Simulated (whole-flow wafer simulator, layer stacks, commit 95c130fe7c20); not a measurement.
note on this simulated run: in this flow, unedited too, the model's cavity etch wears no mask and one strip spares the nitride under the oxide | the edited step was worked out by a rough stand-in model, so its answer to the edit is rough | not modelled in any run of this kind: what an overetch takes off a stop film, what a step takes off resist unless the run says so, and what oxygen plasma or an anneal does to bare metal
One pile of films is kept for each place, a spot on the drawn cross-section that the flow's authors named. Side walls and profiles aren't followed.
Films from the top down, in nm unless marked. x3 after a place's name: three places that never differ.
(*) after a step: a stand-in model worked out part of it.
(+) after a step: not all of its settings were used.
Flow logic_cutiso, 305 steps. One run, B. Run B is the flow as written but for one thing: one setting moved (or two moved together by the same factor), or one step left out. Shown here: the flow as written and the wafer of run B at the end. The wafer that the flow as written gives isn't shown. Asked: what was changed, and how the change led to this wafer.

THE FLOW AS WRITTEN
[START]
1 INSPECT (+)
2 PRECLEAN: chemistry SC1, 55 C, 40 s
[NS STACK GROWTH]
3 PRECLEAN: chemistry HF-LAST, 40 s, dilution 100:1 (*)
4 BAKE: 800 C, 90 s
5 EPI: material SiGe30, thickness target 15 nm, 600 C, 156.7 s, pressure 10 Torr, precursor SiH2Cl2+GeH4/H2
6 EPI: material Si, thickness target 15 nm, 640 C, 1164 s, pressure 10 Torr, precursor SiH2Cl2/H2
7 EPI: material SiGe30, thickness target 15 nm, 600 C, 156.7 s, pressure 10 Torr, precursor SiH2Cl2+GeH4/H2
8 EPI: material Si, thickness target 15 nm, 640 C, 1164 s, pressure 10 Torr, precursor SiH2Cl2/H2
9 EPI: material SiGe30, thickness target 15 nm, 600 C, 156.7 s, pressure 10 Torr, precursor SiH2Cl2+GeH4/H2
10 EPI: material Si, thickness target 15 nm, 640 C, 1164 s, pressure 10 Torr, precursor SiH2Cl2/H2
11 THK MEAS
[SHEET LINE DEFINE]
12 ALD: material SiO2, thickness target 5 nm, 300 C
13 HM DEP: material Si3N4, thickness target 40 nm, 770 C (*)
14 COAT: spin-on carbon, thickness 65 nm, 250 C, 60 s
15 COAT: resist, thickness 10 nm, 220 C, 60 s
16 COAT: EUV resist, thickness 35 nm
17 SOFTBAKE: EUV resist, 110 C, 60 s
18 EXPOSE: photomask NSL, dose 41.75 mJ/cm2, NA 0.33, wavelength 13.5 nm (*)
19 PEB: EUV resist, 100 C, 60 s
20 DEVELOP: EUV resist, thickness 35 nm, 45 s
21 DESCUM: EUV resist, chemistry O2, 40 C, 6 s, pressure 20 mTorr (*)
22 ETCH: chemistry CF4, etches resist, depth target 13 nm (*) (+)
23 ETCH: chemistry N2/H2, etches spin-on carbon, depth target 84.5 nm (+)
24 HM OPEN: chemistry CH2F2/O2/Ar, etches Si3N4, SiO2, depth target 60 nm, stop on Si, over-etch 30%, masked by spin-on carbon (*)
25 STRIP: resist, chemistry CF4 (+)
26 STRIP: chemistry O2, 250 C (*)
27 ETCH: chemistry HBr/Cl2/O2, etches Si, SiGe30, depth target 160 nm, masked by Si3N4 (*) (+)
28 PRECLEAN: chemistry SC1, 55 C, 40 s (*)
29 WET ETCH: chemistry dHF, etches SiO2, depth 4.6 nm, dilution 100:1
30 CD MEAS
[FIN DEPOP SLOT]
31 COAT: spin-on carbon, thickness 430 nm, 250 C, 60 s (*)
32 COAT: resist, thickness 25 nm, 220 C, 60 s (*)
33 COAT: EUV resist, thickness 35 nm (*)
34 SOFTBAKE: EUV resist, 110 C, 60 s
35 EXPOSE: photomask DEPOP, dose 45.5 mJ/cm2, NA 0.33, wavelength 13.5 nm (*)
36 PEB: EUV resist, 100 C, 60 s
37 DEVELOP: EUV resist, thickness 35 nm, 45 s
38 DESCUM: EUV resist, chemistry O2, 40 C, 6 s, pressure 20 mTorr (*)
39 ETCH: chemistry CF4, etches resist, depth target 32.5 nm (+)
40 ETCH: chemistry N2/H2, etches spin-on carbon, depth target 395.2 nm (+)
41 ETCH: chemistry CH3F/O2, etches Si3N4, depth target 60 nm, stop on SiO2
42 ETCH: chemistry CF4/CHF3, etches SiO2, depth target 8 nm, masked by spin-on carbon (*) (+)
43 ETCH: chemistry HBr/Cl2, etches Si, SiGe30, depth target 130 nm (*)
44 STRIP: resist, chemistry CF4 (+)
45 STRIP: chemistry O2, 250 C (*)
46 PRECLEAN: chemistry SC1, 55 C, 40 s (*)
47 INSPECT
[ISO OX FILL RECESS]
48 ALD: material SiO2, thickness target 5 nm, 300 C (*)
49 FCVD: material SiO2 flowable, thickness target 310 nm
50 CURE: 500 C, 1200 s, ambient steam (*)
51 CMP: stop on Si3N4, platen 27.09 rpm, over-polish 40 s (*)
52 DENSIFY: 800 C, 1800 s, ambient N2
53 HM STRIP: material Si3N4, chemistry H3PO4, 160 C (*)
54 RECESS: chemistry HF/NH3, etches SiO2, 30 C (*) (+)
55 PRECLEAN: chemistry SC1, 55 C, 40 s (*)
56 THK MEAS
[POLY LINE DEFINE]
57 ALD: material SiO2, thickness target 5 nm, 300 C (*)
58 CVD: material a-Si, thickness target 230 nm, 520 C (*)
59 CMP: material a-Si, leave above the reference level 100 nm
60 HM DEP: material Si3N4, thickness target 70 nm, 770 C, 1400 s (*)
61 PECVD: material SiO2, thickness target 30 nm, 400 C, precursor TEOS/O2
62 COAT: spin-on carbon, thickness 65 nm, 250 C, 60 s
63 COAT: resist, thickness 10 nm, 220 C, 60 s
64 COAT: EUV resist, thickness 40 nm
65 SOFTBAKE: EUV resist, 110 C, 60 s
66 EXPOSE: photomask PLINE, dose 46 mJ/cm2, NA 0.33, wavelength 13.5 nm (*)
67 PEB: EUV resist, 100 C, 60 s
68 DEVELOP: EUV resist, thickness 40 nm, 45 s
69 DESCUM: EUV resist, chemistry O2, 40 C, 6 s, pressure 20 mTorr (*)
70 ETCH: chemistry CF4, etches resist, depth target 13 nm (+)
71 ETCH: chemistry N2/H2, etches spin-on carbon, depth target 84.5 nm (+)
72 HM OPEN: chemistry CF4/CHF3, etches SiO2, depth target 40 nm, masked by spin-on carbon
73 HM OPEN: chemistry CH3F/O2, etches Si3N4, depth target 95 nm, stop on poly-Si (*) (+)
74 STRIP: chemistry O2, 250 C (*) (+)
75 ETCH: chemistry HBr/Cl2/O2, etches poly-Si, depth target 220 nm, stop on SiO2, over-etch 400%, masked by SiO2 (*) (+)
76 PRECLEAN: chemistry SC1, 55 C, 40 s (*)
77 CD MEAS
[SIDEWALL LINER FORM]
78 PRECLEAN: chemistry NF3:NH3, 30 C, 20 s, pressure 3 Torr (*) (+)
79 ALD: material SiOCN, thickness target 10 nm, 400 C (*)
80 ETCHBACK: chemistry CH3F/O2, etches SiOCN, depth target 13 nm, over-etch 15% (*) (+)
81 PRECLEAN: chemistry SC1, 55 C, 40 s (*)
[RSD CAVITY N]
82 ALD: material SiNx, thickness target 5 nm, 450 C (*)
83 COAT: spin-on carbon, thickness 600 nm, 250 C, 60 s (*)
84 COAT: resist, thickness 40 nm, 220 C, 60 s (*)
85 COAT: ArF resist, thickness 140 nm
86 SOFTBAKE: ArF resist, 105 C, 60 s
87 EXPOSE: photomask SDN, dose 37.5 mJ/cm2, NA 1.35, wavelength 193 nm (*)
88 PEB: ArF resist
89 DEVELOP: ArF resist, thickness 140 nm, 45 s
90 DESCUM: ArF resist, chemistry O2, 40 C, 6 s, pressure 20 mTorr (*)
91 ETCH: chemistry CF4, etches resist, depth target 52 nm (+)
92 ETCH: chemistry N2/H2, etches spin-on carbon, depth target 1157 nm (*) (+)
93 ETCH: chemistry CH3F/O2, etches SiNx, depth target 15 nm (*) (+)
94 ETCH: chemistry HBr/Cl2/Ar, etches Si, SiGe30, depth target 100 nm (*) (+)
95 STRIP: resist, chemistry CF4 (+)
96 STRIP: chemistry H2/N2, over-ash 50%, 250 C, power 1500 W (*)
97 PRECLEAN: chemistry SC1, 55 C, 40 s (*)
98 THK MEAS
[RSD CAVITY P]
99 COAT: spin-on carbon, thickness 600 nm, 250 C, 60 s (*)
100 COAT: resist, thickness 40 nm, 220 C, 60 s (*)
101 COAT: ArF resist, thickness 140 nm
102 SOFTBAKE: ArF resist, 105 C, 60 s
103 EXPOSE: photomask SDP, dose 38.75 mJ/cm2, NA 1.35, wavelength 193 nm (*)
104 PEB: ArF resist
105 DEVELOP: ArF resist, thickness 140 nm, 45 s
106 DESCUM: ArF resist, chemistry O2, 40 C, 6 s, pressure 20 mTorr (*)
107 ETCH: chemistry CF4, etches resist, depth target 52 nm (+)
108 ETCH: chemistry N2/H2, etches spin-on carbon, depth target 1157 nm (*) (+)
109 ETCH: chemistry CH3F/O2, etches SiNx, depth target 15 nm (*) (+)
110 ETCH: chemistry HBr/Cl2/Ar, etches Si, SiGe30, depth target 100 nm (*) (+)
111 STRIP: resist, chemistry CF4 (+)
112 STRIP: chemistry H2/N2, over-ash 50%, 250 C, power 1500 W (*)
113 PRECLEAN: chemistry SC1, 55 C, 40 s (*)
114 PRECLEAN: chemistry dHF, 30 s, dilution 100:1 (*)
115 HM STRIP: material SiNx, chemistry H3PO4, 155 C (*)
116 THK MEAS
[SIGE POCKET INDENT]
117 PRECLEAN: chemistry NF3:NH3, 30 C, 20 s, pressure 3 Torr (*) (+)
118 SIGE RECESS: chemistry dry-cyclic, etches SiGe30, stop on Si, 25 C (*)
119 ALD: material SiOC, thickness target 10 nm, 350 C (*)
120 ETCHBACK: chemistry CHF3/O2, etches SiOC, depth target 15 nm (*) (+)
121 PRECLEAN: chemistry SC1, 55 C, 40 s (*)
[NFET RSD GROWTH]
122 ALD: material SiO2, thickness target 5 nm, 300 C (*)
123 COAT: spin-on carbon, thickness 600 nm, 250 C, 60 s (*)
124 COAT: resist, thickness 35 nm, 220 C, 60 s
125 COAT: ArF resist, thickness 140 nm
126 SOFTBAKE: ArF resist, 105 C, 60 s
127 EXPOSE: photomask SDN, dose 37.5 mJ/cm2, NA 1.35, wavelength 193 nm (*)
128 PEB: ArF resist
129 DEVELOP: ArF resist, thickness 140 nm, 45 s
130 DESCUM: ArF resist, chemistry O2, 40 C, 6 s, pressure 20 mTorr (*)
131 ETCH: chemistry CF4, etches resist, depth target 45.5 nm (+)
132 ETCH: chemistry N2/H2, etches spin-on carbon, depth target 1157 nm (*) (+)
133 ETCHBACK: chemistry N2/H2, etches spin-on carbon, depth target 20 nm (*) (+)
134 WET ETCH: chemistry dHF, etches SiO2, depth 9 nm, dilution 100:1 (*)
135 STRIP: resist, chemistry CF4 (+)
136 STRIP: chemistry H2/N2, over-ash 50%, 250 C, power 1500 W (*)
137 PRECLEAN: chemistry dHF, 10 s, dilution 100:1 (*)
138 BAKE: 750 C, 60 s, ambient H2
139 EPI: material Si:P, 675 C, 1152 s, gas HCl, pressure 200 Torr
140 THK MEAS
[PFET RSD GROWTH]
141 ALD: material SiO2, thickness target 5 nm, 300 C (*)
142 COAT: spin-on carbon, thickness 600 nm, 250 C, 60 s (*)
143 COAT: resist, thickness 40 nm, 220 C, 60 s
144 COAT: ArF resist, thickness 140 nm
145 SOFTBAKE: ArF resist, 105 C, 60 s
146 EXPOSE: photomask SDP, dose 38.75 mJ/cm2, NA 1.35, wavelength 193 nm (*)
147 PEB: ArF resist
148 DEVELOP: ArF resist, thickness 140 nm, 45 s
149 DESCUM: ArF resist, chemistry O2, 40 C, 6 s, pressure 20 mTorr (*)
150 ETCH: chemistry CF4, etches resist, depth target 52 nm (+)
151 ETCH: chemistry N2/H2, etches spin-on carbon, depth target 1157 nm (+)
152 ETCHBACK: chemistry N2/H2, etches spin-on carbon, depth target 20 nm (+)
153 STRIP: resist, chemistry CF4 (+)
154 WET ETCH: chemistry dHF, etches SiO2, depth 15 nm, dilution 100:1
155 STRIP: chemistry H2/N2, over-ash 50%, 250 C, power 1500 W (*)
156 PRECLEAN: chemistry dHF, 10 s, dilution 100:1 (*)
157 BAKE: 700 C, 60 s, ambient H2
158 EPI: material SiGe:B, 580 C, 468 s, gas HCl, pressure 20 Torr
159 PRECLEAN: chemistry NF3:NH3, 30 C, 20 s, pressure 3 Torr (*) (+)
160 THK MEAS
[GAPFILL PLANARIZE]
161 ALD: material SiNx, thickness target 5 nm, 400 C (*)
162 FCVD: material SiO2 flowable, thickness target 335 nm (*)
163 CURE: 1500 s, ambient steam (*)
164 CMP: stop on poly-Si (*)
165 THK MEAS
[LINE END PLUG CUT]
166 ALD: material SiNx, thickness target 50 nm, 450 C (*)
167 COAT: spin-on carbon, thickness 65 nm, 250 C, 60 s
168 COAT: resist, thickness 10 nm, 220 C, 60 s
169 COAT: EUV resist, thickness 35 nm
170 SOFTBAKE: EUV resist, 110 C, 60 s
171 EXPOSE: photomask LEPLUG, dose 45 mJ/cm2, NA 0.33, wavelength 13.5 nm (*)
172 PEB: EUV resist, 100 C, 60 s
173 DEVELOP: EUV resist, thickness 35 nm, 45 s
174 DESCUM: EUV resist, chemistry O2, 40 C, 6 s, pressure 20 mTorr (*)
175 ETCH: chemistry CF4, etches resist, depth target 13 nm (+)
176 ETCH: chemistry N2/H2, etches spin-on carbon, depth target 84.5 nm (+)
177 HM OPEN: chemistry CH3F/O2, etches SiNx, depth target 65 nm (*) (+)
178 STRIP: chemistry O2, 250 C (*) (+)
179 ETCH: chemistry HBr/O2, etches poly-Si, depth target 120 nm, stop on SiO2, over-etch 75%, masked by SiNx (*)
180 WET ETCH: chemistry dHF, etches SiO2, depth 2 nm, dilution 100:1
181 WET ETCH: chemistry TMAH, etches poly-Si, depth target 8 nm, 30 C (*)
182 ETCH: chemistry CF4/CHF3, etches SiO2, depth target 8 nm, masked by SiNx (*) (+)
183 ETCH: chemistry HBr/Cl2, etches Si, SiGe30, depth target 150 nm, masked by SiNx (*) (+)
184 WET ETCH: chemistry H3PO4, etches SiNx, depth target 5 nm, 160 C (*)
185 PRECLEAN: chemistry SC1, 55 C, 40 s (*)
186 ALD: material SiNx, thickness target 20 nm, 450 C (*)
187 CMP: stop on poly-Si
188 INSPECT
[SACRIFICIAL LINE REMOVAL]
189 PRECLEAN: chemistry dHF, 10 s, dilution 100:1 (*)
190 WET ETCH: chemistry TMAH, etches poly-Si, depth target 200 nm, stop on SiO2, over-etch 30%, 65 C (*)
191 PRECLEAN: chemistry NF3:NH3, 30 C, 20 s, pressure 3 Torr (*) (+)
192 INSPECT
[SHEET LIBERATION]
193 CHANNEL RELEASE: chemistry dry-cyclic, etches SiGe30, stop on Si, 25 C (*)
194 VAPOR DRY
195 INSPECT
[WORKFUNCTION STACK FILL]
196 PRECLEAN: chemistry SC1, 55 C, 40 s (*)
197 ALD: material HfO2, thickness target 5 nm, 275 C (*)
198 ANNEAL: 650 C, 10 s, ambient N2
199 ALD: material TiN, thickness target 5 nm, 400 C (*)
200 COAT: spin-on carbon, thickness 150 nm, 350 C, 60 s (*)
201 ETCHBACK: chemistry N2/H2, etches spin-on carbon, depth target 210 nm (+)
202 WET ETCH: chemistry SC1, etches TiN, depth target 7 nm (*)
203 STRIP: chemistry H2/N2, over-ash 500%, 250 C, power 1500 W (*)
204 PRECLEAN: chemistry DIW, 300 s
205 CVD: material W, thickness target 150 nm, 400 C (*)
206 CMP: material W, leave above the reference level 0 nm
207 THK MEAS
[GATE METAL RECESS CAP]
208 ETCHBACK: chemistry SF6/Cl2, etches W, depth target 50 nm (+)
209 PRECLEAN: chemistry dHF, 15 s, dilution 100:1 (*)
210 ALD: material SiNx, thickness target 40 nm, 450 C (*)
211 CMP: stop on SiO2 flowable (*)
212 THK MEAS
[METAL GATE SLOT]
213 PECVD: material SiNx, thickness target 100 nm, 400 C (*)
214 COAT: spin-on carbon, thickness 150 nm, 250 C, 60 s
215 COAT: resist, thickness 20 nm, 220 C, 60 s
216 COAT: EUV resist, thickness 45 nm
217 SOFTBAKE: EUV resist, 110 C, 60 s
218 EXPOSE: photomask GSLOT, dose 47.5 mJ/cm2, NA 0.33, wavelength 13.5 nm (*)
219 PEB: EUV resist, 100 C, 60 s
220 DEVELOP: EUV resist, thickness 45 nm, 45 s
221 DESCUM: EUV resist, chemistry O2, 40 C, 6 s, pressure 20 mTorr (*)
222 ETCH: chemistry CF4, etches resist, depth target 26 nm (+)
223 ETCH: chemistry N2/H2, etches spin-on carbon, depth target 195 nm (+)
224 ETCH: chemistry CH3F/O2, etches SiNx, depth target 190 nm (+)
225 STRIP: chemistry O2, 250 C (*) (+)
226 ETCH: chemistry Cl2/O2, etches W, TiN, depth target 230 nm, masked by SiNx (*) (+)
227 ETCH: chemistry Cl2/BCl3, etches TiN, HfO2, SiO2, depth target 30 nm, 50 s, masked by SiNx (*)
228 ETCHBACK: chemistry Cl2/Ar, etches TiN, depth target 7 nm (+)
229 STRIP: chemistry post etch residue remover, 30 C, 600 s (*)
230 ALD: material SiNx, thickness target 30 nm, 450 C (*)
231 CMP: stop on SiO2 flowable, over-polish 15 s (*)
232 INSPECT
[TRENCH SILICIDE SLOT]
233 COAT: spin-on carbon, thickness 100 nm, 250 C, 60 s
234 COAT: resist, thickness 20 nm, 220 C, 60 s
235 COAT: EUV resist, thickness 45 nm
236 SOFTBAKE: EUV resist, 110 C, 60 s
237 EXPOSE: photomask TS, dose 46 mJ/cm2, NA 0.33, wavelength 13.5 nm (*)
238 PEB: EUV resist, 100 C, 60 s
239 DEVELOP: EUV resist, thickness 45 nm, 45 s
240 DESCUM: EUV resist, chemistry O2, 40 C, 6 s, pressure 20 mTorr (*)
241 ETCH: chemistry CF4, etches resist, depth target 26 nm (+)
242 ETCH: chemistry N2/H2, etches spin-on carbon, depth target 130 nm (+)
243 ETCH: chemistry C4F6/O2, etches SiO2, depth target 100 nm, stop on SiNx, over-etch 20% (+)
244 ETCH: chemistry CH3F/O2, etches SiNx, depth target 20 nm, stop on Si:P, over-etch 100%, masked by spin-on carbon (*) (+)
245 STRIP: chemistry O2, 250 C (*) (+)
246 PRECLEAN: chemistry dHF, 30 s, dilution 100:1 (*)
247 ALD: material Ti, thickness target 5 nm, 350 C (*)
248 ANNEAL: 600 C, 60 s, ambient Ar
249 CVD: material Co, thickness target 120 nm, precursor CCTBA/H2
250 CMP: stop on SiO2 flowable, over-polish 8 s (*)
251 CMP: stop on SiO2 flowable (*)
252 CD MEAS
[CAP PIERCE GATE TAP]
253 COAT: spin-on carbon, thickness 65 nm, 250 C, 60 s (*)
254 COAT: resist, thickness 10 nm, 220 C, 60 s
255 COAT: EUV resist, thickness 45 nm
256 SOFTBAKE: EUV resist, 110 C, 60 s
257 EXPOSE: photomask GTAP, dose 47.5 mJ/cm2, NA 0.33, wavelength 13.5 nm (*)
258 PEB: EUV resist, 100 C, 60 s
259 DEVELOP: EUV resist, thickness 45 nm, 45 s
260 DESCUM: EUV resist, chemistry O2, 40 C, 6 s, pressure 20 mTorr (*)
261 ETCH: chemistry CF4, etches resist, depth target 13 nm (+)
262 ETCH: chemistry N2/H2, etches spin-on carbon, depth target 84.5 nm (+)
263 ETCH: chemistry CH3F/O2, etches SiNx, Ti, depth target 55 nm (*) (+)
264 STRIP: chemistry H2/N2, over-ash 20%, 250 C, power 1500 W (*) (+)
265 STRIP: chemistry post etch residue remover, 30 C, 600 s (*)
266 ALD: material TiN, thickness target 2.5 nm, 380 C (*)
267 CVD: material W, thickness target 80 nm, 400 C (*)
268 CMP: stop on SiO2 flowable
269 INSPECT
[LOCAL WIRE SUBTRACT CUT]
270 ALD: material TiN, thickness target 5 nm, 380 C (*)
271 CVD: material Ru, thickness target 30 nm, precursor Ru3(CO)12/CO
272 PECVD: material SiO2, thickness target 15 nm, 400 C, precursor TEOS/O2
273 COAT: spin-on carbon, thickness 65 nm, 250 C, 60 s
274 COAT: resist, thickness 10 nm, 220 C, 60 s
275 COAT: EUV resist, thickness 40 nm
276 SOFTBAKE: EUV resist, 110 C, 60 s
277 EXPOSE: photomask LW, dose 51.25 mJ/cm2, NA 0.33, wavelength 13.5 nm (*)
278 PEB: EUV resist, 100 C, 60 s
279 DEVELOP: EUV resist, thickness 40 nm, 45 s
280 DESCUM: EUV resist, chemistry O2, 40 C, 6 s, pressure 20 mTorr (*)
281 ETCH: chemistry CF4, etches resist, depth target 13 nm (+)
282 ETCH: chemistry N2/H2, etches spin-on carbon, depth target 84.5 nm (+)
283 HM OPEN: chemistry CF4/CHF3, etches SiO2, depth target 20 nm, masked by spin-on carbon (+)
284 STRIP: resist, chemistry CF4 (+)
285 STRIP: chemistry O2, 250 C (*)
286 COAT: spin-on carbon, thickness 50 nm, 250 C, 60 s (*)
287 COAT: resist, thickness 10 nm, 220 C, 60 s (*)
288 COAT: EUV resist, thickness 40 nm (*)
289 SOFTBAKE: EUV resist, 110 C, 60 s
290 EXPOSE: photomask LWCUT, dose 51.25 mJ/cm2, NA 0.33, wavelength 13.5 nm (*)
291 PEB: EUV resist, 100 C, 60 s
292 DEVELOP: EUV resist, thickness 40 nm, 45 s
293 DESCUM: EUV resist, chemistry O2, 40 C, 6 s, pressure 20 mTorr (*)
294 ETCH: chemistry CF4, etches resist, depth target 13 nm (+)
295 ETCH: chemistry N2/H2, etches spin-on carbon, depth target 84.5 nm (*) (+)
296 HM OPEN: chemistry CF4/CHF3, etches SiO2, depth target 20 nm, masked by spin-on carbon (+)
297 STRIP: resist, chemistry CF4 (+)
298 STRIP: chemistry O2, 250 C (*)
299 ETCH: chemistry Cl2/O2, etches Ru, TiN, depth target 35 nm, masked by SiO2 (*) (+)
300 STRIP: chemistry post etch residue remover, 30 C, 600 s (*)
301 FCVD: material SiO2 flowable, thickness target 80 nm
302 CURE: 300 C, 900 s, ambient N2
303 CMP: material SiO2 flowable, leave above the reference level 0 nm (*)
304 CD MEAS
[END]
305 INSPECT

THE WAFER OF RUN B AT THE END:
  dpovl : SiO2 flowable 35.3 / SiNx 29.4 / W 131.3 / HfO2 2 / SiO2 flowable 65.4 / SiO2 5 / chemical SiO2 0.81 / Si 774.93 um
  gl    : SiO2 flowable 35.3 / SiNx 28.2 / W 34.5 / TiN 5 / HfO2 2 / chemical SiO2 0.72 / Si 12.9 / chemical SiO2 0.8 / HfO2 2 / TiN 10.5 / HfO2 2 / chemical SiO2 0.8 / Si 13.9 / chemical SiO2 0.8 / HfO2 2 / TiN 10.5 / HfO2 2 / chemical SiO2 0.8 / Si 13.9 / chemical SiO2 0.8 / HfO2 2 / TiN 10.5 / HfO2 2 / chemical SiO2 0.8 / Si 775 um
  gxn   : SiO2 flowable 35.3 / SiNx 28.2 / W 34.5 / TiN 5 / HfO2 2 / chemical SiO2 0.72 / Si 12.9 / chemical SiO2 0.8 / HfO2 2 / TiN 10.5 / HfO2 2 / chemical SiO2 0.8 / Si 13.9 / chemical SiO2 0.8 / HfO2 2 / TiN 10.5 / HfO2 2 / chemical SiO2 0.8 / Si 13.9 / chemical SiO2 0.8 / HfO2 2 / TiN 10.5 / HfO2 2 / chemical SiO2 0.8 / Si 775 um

The cause: step 197, ALD: thickness target 2 nm was run, where the flow has thickness target 5 nm.
It can be read off the wafer: dpovl has HfO2 2, and step 197 as written asks for 5 nm.

How the change led to this, step by step:
  197 ALD: material HfO2, thickness target 5 nm, 275 C (*)
      depop, dpovl, gfld and 12 more: HfO2 +2 (new film) (as written it would be: HfO2 +5 (new film))
      gl, glp, gxn, gxp, ns, tap: HfO2 +2 (new film), HfO2 +2 (new film), cavity -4, HfO2 +2 (new film), HfO2 +2 (new film), cavity -4, HfO2 +2 (new film), HfO2 +2 (new film), cavity -4, HfO2 +2 (new film) (as written it would be: HfO2 +5 (new film), HfO2 +5 (new film), cavity -10, HfO2 +5 (new film), HfO2 +5 (new film), cavity -10, HfO2 +5 (new film), HfO2 +5 (new film), cavity -10, HfO2 +5 (new film))
      (and at 1 more place)
  199 ALD: material TiN, thickness target 5 nm, 400 C (*)
      gl, glp, tap: TiN +5 (new film), TiN +10.5 (new film), cavity -10.5 (all of it), TiN +10.5 (new film), cavity -10.5 (all of it), TiN +10.5 (new film), cavity -10.5 (all of it) (as written it would be: TiN +5.26 (new film), TiN +4.49 (new film), cavity -4.49 (all of it), TiN +4.49 (new film), cavity -4.49 (all of it), TiN +4.49 (new film), cavity -4.49 (all of it))
      gxn, gxp, ns: TiN +5 (new film), TiN +10.5 (new film), cavity -10.5 (all of it), TiN +10.5 (new film), cavity -10.5 (all of it), TiN +10.5 (new film), cavity -10.5 (all of it) (as written it would be: TiN +5 (new film), TiN +4.49 (new film), cavity -4.49 (all of it), TiN +4.49 (new film), cavity -4.49 (all of it), TiN +4.49 (new film), cavity -4.49 (all of it))
      (and at 2 more places)
  200 COAT: spin-on carbon, thickness 150 nm, 350 C, 60 s (*)
      gl, glp: spin-on carbon +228 (new film) (as written it would be: spin-on carbon +236.9 (new film))
      gxn, gxp: spin-on carbon +227.5 (new film) (as written it would be: spin-on carbon +236.9 (new film))
      (and at 18 more places)
  201 ETCHBACK: chemistry N2/H2, etches spin-on carbon, depth target 210 nm (+)
      lnr, lnrp: spin-on carbon -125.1 (all of it) (as written it would be: spin-on carbon -133.9 (all of it))
      rsdn, rsdw: spin-on carbon -136.7 (all of it) (as written it would be: spin-on carbon -145.8 (all of it))
      (and at 11 more places)
  203 STRIP: chemistry H2/N2, over-ash 500%, 250 C, power 1500 W (*)
      gl, glp: spin-on carbon -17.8 (all of it) (as written it would be: spin-on carbon -26.7 (all of it))
      gxn, gxp: spin-on carbon -17.4 (all of it) (as written it would be: spin-on carbon -26.8 (all of it))
      (and at 3 more places)
  206 CMP: material W, leave above the reference level 0 nm
      lnr, lnri, lnrp, lnrt: W -150 (all of it), HfO2 -2 (all of it), SiOCN -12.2 (as written it would be: W -150 (all of it), HfO2 -5 (all of it), SiOCN -12.2)
      rsdn, rsdp, rsdw, rsdx: W -162.2 (all of it), HfO2 -2 (all of it) (as written it would be: W -162.2 (all of it), HfO2 -5 (all of it))
      (and at 2 more places)
  226 ETCH: chemistry Cl2/O2, etches W, TiN, depth target 230 nm, masked by SiNx (*) (+)
      depop, dpovl, gl and 18 more: SiNx -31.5 (as written it would be: SiNx -30.8)
      gfld: W -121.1 (all of it), TiN -5 (all of it), HfO2 -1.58 (as written it would be: W -115.4 (all of it), TiN -7.64 (all of it), HfO2 -1.54)
  227 ETCH: chemistry Cl2/BCl3, etches TiN, HfO2, SiO2, depth target 30 nm, 50 s, masked by SiNx (*)
      gfld: HfO2 -0.42 (all of it), SiO2 flowable -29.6 (as written it would be: HfO2 -3.46 (all of it), SiO2 flowable -26.5)
